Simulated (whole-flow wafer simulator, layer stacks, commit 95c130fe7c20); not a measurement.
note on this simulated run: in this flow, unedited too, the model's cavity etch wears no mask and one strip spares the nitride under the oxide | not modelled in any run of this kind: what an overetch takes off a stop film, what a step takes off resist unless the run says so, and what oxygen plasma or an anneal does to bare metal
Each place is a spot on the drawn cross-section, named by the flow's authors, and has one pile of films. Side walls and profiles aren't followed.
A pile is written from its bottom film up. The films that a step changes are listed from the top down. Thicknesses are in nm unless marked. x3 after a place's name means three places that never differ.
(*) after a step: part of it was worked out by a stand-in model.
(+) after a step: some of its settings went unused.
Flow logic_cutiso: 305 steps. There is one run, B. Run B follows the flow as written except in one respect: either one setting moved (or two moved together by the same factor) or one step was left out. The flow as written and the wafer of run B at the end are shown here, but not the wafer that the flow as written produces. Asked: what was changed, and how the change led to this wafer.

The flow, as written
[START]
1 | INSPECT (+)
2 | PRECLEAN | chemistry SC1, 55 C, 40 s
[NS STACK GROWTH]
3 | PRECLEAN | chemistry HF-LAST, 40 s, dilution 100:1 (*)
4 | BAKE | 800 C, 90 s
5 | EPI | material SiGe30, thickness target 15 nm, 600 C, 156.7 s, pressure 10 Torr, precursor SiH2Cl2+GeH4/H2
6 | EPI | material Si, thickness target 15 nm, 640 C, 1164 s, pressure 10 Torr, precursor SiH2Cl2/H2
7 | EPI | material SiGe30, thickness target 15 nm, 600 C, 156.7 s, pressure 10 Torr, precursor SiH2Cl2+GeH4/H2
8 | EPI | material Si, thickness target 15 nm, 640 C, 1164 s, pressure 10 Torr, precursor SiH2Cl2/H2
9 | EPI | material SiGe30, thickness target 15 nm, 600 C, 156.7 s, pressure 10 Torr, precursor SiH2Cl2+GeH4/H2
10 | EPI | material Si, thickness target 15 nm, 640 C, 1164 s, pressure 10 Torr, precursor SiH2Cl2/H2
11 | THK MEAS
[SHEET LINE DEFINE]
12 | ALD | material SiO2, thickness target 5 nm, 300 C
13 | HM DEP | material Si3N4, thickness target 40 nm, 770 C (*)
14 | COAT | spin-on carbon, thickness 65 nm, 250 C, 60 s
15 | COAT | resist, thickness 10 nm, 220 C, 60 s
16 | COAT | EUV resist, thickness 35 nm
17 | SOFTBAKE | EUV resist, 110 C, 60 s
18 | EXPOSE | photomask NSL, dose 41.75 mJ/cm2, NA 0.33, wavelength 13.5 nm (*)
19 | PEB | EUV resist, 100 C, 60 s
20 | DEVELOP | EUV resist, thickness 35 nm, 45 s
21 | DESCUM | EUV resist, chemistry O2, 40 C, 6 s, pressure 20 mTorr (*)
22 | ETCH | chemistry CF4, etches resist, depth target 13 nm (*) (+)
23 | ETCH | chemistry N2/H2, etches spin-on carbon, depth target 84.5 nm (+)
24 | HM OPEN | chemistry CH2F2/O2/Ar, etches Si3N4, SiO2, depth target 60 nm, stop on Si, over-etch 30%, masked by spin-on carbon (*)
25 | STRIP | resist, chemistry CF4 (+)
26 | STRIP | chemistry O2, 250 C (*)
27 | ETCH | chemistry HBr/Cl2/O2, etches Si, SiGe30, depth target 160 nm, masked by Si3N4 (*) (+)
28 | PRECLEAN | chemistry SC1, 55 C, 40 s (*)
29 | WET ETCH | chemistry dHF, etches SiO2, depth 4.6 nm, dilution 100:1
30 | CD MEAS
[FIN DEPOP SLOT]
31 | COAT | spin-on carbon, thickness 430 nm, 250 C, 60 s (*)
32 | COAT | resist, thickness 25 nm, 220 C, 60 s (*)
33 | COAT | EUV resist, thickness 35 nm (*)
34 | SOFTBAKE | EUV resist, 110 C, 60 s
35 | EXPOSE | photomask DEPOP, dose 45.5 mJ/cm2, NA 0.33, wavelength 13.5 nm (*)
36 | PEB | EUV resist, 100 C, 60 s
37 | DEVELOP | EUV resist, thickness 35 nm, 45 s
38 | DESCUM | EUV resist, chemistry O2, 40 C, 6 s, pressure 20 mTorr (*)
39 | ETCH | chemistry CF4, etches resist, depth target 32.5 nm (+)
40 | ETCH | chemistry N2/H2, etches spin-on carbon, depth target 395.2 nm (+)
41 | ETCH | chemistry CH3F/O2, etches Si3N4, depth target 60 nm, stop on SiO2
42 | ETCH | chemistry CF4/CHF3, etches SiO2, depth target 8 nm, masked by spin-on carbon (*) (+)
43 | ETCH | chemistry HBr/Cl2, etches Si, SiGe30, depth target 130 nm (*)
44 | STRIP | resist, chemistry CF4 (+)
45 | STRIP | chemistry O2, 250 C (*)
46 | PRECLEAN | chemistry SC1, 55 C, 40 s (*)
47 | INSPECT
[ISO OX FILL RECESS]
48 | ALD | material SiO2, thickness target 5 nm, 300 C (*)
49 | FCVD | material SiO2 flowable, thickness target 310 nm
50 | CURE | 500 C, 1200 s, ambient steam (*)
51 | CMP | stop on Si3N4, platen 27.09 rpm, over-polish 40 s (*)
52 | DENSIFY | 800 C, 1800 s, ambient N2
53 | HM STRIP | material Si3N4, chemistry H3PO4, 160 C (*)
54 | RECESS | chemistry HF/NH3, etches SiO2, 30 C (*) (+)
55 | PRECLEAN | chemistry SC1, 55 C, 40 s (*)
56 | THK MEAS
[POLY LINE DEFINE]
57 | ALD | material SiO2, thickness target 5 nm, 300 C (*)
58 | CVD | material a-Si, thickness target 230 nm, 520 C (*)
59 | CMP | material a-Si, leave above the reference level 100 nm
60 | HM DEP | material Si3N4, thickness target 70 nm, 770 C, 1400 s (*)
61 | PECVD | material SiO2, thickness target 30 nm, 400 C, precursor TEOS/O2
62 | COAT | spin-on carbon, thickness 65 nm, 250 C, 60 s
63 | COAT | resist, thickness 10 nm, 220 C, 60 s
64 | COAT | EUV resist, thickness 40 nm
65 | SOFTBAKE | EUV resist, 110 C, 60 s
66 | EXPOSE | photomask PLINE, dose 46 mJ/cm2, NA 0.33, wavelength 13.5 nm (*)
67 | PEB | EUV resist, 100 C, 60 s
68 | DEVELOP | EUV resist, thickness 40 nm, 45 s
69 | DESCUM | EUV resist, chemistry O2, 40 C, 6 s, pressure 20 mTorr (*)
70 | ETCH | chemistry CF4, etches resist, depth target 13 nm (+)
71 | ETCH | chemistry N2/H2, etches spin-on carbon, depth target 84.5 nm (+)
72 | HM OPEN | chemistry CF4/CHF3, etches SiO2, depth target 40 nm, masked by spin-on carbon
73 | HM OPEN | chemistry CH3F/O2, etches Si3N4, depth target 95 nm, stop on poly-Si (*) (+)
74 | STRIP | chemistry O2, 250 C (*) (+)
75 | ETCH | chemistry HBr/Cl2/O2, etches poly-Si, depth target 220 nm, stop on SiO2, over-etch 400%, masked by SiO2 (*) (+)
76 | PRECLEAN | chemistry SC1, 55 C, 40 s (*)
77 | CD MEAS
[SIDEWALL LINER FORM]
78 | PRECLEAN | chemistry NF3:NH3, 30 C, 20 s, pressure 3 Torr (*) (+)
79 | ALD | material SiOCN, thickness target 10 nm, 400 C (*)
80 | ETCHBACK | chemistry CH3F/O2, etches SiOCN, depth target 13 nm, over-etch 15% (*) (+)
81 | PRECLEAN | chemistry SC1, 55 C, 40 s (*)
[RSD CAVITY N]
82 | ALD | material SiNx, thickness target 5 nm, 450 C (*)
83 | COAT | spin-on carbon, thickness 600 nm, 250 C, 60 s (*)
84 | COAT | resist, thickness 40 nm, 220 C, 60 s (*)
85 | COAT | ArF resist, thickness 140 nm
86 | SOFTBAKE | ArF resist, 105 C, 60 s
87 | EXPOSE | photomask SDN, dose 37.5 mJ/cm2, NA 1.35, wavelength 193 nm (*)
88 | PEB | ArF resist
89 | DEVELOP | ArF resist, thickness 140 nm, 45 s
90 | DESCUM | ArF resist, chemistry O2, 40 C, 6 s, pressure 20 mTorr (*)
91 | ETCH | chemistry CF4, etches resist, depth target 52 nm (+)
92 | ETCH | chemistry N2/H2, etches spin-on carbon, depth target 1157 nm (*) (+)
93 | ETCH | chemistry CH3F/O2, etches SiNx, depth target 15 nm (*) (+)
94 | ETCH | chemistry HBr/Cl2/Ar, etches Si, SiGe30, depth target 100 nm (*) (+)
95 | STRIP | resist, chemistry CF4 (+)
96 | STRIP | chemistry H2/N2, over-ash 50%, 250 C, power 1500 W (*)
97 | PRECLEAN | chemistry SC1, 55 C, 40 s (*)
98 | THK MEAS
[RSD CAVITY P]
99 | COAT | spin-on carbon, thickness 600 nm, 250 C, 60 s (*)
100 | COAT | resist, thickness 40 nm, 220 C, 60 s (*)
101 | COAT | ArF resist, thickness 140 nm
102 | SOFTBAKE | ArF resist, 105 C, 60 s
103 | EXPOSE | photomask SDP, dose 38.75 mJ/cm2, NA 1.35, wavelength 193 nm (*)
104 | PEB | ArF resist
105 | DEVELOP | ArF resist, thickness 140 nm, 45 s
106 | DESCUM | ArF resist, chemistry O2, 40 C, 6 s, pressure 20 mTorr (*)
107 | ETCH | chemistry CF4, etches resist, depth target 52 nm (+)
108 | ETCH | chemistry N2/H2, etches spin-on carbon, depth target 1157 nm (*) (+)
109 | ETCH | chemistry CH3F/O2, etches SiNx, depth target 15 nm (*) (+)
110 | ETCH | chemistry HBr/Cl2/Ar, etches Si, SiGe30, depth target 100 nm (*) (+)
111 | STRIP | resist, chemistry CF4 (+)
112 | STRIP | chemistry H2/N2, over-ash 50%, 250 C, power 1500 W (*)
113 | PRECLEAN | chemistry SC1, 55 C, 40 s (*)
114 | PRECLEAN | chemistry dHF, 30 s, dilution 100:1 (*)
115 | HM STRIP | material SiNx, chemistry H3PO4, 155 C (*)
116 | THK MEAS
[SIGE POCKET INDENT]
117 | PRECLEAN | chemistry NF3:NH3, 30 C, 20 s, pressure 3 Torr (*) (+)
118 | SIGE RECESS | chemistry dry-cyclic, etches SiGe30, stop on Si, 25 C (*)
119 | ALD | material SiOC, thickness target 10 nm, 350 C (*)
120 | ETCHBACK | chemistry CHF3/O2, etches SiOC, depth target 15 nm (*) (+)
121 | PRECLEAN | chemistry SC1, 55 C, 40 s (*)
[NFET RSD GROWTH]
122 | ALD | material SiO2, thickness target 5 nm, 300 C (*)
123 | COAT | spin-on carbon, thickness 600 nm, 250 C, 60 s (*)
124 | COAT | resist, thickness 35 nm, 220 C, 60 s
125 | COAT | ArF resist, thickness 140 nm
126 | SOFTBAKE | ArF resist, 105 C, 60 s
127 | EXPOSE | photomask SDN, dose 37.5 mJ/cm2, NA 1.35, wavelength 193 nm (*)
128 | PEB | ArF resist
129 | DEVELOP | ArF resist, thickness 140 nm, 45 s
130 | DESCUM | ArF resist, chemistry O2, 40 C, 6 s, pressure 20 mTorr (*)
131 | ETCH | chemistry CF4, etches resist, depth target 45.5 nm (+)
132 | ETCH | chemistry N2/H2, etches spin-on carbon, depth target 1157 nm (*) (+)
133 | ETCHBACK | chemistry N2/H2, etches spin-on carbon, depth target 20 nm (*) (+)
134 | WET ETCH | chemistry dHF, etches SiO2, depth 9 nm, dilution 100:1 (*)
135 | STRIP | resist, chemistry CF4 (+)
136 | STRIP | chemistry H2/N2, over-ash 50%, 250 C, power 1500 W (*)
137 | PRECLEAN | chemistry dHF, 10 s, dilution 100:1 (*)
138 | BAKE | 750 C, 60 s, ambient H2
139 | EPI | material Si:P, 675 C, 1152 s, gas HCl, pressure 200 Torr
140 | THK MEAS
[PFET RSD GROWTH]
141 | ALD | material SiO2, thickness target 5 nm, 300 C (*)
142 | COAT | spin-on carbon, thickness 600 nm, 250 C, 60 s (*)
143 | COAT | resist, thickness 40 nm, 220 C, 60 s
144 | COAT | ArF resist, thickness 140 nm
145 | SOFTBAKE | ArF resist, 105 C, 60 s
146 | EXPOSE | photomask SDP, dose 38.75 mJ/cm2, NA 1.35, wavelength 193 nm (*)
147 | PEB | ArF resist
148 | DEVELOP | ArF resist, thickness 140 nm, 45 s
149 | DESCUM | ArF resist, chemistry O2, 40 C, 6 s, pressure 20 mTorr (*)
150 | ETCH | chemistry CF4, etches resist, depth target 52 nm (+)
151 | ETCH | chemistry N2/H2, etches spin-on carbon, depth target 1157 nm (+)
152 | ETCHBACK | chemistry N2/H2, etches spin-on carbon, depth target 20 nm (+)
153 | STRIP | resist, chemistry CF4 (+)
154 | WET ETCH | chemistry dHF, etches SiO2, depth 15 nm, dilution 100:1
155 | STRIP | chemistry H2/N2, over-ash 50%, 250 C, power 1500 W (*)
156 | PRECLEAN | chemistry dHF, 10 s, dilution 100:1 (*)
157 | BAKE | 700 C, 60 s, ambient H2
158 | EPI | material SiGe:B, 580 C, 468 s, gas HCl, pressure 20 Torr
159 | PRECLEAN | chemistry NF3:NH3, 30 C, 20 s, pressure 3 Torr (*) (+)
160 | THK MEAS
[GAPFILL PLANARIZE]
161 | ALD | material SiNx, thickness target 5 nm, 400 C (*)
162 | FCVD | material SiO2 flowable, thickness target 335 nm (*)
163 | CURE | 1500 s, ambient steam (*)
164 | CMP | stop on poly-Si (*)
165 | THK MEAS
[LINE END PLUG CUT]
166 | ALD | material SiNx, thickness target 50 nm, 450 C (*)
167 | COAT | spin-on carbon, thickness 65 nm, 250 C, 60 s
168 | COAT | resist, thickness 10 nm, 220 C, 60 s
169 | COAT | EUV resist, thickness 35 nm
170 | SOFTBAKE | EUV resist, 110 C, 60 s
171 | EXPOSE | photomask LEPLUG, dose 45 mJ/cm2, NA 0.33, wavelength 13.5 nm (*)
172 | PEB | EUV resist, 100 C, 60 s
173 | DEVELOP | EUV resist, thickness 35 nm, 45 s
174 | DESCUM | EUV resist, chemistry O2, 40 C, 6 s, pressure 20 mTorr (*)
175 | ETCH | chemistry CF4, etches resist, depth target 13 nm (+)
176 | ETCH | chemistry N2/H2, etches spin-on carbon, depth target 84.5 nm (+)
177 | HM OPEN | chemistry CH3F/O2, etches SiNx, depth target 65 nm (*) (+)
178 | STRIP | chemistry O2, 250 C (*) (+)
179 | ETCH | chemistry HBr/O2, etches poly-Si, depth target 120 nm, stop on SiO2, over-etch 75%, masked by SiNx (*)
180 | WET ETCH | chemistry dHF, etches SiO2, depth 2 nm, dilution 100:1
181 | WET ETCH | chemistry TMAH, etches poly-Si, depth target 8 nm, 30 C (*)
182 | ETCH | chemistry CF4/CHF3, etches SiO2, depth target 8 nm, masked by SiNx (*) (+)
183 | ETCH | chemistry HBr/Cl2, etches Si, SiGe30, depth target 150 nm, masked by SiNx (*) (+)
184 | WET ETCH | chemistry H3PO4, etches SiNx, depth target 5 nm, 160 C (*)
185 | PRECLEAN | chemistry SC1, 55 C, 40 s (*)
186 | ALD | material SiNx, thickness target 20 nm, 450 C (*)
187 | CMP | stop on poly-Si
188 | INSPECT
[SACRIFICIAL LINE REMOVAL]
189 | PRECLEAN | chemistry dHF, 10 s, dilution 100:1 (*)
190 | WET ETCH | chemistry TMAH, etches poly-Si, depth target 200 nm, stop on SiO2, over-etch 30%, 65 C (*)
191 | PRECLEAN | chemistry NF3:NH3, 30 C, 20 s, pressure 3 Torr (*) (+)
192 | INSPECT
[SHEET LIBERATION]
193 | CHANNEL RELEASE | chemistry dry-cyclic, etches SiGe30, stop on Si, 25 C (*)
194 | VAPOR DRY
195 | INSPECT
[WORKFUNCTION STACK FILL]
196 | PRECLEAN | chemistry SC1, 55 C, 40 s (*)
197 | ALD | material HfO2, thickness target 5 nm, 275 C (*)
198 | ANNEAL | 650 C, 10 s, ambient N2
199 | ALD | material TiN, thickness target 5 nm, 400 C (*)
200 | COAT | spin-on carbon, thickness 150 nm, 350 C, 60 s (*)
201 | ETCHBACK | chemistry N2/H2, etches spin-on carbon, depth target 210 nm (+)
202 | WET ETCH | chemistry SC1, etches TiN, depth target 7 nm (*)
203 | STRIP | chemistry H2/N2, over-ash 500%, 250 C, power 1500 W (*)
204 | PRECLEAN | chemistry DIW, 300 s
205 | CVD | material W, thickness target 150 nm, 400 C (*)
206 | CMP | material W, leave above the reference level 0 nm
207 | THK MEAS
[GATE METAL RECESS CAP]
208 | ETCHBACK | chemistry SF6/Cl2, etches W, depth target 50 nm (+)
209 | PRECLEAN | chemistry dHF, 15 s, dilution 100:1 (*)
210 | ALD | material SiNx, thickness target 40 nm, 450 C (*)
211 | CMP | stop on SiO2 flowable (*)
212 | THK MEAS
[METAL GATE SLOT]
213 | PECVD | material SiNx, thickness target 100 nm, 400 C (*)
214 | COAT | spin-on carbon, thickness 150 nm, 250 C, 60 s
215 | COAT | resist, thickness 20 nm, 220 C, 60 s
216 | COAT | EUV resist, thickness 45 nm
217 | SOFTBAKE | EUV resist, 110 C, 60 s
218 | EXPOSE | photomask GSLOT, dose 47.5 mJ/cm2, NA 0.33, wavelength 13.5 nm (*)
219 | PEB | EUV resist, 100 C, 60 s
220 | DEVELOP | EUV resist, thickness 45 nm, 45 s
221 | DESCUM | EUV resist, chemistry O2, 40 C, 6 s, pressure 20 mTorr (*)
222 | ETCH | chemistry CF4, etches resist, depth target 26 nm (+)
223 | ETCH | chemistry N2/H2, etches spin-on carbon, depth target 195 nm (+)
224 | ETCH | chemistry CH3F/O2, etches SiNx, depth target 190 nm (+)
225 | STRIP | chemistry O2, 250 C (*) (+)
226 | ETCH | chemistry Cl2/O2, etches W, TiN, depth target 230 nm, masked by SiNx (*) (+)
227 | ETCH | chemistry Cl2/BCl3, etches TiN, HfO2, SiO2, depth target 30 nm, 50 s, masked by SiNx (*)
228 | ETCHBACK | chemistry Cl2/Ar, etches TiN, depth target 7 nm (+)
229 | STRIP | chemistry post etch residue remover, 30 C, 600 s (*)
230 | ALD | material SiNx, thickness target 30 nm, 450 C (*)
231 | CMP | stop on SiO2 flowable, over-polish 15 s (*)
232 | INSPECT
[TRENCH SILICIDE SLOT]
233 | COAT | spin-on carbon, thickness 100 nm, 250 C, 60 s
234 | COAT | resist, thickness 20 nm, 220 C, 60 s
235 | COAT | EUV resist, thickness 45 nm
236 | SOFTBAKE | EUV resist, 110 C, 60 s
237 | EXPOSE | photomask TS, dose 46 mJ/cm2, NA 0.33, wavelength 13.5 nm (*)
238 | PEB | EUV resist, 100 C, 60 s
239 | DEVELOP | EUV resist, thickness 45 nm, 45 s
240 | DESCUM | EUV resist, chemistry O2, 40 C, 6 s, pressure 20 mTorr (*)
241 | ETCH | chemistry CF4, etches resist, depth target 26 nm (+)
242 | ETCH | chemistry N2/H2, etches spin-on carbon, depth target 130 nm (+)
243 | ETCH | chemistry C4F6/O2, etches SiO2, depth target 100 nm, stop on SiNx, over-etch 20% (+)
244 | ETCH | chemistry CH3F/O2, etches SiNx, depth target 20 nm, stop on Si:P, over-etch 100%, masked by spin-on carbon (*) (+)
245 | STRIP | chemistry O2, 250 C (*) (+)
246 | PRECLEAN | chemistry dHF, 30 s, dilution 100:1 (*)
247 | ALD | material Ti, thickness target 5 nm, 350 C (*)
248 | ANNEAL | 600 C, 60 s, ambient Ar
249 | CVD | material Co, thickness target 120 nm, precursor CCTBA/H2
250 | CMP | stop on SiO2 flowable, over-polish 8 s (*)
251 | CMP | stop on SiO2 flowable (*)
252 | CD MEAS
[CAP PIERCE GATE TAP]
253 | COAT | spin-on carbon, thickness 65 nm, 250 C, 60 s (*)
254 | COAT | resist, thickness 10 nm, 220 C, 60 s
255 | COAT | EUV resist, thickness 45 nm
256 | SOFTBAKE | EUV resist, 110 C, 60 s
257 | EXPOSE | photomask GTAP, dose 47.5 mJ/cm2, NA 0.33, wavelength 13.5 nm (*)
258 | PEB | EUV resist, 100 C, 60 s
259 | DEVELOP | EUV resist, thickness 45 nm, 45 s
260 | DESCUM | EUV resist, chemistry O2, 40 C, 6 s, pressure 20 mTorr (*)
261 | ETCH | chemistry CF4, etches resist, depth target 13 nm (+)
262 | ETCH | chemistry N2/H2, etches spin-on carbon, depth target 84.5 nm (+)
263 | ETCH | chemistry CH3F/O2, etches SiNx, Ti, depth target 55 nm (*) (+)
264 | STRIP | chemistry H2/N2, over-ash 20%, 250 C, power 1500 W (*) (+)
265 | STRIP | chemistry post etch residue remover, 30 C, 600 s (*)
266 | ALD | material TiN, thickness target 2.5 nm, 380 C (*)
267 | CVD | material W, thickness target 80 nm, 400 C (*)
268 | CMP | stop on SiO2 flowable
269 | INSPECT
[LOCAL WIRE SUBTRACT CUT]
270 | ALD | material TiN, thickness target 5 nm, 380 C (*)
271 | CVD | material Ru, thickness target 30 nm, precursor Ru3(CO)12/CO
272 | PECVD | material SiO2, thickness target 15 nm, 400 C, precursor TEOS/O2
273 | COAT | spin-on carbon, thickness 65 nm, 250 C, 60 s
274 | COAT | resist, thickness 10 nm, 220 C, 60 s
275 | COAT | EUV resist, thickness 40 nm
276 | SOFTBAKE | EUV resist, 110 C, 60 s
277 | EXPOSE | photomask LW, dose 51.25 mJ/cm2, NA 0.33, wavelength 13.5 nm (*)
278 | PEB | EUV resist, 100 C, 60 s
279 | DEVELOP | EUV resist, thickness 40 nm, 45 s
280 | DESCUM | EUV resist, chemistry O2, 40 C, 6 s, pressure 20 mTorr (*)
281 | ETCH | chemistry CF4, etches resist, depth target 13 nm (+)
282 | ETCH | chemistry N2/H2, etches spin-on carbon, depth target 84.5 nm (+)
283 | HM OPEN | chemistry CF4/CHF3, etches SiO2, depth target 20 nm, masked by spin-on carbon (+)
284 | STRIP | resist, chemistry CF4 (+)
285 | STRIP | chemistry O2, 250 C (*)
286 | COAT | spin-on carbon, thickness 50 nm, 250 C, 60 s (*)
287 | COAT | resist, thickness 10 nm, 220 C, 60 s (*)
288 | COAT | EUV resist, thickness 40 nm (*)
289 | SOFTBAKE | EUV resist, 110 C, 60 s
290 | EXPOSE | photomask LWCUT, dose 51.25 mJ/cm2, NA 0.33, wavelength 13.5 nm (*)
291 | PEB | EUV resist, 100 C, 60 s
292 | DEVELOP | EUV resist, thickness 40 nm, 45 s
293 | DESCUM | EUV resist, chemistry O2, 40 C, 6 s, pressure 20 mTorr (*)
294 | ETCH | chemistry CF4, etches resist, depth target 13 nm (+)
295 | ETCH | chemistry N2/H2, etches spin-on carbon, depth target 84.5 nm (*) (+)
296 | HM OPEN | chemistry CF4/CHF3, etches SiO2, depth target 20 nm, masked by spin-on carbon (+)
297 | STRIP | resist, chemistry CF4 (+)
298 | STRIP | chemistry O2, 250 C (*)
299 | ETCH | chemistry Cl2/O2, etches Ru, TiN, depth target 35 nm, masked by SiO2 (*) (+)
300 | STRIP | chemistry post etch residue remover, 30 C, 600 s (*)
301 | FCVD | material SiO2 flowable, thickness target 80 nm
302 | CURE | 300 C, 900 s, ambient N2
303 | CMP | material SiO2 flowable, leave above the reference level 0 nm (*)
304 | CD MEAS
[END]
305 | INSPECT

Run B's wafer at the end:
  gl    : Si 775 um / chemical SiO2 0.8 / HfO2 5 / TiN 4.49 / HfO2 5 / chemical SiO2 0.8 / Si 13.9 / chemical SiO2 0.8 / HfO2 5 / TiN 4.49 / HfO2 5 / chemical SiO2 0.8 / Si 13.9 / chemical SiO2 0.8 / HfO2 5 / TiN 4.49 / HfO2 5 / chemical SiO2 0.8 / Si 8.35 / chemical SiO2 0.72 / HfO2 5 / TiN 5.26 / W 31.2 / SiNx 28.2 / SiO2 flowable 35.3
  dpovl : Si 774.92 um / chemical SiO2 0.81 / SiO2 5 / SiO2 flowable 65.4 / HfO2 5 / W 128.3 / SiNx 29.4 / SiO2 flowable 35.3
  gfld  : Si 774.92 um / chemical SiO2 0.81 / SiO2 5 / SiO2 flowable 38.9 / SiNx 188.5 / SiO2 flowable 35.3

The reason: step 10, EPI: thickness target 10.5 nm was run, while the flow as written has thickness target 15 nm; step 10, EPI: 815.1 s was run, where the flow has 1164 s.

Step by step, how the change led to this:
  10 | EPI | material Si, thickness target 15 nm, 640 C, 1164 s, pressure 10 Torr, precursor SiH2Cl2/H2
      depop, dpovl, gfld and 19 more: +10.5 Si (new film) (in the flow as written it would be: +15 Si (new film))
  27 | ETCH | chemistry HBr/Cl2/O2, etches Si, SiGe30, depth target 160 nm, masked by Si3N4 (*) (+)
      gfld, gxf, iso, lnri: -0.79 chemical SiO2 (all of it), -6.85 Si (all of it), -15 SiGe30 (all of it), -15 Si (all of it), -15 SiGe30 (all of it), -15 Si (all of it), -15 SiGe30 (all of it), -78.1 Si (in the flow as written it would be: -0.79 chemical SiO2 (all of it), -11.4 Si (all of it), -15 SiGe30 (all of it), -15 Si (all of it), -15 SiGe30 (all of it), -15 Si (all of it), -15 SiGe30 (all of it), -73.6 Si)
      dpovl, nsgap: -0.79 chemical SiO2 (all of it), -7.25 Si (all of it), -15 SiGe30 (all of it), -15 Si (all of it), -15 SiGe30 (all of it), -15 Si (all of it), -15 SiGe30 (all of it), -77.7 Si (in the flow as written it would be: -0.79 chemical SiO2 (all of it), -11.8 Si (all of it), -15 SiGe30 (all of it), -15 Si (all of it), -15 SiGe30 (all of it), -15 Si (all of it), -15 SiGe30 (all of it), -73.2 Si)
      (and at 1 other place as well)
  43 | ETCH | chemistry HBr/Cl2, etches Si, SiGe30, depth target 130 nm (*)
      depop: -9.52 Si (all of it), -15 SiGe30 (all of it), -15 Si (all of it), -15 SiGe30 (all of it), -15 Si (all of it), -15 SiGe30 (all of it), -45.5 Si (in the flow as written it would be: -14 Si (all of it), -15 SiGe30 (all of it), -15 Si (all of it), -15 SiGe30 (all of it), -15 Si (all of it), -15 SiGe30 (all of it), -41 Si)
  94 | ETCH | chemistry HBr/Cl2/Ar, etches Si, SiGe30, depth target 100 nm (*) (+)
      rsdn, rsdx: -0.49 chemical SiO2 (all of it), -8.32 Si (all of it), -15 SiGe30 (all of it), -15 Si (all of it), -15 SiGe30 (all of it), -15 Si (all of it), -15 SiGe30 (all of it), -16.7 Si (in the flow as written it would be: -0.49 chemical SiO2 (all of it), -12.8 Si (all of it), -15 SiGe30 (all of it), -15 Si (all of it), -15 SiGe30 (all of it), -15 Si (all of it), -15 SiGe30 (all of it), -12.2 Si)
  110 | ETCH | chemistry HBr/Cl2/Ar, etches Si, SiGe30, depth target 100 nm (*) (+)
      rsdp, rsdw: -0.49 chemical SiO2 (all of it), -8.32 Si (all of it), -15 SiGe30 (all of it), -15 Si (all of it), -15 SiGe30 (all of it), -15 Si (all of it), -15 SiGe30 (all of it), -16.7 Si (in the flow as written it would be: -0.49 chemical SiO2 (all of it), -12.8 Si (all of it), -15 SiGe30 (all of it), -15 Si (all of it), -15 SiGe30 (all of it), -15 Si (all of it), -15 SiGe30 (all of it), -12.2 Si)
  183 | ETCH | chemistry HBr/Cl2, etches Si, SiGe30, depth target 150 nm, masked by SiNx (*) (+)
      plug: -9.05 Si (all of it), -15 SiGe30 (all of it), -15 Si (all of it), -15 SiGe30 (all of it), -15 Si (all of it), -15 SiGe30 (all of it), -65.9 Si (in the flow as written it would be: -13.6 Si (all of it), -15 SiGe30 (all of it), -15 Si (all of it), -15 SiGe30 (all of it), -15 Si (all of it), -15 SiGe30 (all of it), -61.4 Si)
